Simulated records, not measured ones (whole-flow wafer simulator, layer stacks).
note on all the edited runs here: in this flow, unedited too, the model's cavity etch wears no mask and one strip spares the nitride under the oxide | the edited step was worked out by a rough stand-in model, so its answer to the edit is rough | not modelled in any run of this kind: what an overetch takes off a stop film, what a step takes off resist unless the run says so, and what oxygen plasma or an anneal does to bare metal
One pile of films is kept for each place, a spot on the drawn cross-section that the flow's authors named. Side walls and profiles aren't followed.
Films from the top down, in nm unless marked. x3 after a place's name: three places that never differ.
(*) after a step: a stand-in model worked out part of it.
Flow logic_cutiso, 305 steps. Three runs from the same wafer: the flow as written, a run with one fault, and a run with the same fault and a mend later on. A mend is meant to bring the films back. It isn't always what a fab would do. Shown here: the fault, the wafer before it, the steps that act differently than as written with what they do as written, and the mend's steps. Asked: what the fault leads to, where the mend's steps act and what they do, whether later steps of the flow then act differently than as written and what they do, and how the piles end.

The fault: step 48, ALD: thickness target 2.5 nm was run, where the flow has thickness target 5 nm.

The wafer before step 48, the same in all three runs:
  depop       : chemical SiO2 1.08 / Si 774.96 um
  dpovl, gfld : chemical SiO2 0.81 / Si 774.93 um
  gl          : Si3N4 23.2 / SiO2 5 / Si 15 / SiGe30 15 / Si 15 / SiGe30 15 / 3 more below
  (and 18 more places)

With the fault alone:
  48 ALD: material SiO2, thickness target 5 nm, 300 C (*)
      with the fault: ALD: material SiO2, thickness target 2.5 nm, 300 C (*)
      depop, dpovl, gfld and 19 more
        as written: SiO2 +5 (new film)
        with the fault: SiO2 +2.5 (new film)
  Later steps of the flow that act differently than as written (5 more steps differ only slightly, by at most 2% or 0.5 nm, whichever is larger, and aren't shown):
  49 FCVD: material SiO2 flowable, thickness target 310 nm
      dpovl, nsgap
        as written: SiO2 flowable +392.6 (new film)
        with the fault: SiO2 flowable +382.4 (new film)
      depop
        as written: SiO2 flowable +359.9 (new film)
        with the fault: SiO2 flowable +349.7 (new film)
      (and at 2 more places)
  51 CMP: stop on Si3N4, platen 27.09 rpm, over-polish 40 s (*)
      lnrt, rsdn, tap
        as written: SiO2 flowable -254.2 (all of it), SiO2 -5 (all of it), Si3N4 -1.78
        with the fault: SiO2 flowable -252.9 (all of it), SiO2 -2.5 (all of it), Si3N4 -1.78
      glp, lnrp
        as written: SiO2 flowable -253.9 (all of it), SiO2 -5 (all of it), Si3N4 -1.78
        with the fault: SiO2 flowable -252.6 (all of it), SiO2 -2.5 (all of it), Si3N4 -1.78
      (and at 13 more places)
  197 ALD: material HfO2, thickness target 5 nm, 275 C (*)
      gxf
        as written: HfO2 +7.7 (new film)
        with the fault: HfO2 +5 (new film)
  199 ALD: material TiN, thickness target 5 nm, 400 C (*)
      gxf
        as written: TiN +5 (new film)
        with the fault: TiN +7.64 (new film)
  At the end the piles differ from the flow's by more than 2% or 0.5 nm, whichever is larger, at depop, dpovl, gfld, gxf, iso, isow, lnri, nsgap.
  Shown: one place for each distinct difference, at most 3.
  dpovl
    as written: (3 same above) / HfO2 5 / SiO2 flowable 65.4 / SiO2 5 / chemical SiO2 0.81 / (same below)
    with the fault: (3 same above) / HfO2 5 / SiO2 flowable 67.9 / SiO2 2.5 / chemical SiO2 0.81 / (same below)
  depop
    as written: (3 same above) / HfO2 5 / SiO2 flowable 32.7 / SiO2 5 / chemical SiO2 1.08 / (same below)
    with the fault: (3 same above) / HfO2 5 / SiO2 flowable 35.2 / SiO2 2.5 / chemical SiO2 1.08 / (same below)
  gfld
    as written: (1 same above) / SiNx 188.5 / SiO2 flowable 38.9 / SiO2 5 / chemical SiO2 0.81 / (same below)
    with the fault: (1 same above) / SiNx 188.5 / SiO2 flowable 41.4 / SiO2 2.5 / chemical SiO2 0.81 / (same below)

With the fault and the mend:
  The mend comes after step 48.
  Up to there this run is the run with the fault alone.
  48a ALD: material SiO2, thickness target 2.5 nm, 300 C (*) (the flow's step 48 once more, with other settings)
      depop, dpovl, gfld and 19 more
        SiO2 +2.5
  No later step of the flow acts differently than as written at any place that is followed.
  At the end the piles are the same as the flow's at every place that both follow.
